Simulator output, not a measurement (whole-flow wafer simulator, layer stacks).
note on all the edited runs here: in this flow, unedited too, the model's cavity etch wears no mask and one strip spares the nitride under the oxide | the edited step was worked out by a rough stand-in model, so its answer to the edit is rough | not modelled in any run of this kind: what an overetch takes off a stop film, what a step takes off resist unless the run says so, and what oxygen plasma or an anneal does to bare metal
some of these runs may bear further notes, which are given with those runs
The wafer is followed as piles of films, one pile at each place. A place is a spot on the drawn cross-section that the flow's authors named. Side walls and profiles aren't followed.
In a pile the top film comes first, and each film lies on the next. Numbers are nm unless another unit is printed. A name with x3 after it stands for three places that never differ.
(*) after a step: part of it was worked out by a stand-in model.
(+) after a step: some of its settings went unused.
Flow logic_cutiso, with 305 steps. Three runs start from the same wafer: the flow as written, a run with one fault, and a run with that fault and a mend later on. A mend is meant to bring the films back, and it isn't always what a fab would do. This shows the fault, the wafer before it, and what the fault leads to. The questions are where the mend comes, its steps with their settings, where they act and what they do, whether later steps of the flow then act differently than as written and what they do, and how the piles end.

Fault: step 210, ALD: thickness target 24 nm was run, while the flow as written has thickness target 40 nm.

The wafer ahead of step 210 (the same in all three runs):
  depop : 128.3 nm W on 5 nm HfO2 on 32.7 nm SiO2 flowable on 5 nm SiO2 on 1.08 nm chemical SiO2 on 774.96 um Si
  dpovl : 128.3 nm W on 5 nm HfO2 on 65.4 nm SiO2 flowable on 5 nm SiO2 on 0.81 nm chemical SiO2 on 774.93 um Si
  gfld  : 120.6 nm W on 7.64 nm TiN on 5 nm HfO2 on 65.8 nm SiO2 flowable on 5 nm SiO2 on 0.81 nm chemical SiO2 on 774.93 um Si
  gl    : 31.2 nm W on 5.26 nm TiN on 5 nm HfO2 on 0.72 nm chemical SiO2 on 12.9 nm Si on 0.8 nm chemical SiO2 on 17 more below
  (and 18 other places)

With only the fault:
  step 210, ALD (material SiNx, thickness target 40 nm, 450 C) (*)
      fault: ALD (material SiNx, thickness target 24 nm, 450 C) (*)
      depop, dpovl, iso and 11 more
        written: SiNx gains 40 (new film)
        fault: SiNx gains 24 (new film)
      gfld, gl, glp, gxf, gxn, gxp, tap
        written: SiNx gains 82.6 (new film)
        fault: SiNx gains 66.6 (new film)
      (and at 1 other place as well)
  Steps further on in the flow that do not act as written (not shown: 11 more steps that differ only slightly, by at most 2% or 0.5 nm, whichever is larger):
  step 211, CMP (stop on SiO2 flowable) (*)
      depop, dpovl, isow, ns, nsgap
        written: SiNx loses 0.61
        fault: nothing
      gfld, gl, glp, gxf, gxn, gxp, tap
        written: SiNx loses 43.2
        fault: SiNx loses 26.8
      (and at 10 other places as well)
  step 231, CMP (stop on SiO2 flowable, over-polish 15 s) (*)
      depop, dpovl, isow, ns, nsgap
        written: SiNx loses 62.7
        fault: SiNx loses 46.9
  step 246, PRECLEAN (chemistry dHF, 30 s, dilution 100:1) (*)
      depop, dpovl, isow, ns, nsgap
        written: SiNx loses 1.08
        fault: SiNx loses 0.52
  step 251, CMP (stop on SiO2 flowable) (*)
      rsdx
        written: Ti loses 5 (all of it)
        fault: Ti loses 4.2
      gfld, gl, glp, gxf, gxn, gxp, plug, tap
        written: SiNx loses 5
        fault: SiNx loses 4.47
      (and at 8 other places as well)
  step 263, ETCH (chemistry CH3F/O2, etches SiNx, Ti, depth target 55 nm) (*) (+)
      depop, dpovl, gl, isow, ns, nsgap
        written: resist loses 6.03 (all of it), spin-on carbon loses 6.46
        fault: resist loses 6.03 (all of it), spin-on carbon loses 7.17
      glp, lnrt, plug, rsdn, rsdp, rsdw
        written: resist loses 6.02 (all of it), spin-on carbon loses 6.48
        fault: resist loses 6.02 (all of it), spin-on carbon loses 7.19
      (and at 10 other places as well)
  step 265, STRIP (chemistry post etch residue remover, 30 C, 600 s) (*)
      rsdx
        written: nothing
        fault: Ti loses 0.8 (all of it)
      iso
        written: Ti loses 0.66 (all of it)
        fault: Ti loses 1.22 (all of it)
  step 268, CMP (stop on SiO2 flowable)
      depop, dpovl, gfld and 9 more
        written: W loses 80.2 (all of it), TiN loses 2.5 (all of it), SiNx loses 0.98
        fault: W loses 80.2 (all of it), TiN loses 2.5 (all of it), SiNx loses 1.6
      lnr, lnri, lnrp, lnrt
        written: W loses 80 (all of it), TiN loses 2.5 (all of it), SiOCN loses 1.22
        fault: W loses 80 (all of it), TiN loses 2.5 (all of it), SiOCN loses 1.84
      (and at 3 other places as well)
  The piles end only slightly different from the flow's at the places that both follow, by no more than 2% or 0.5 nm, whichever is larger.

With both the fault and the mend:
  The mend stands after step 210.
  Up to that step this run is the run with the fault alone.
  step 210a, ALD (material SiNx, thickness target 16 nm, 450 C) (*) (the flow's step 210, run once more with other settings)
      depop, dpovl, gfld and 19 more
        SiNx gains 16
  Steps further on in the flow that do not act as written (not shown: 5 more steps that differ only slightly, by at most 2% or 0.5 nm, whichever is larger):
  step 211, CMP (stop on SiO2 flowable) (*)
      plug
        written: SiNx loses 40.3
        mend: SiNx loses 37.9
  The piles end only slightly different from the flow's at the places that both follow, by no more than 2% or 0.5 nm, whichever is larger.
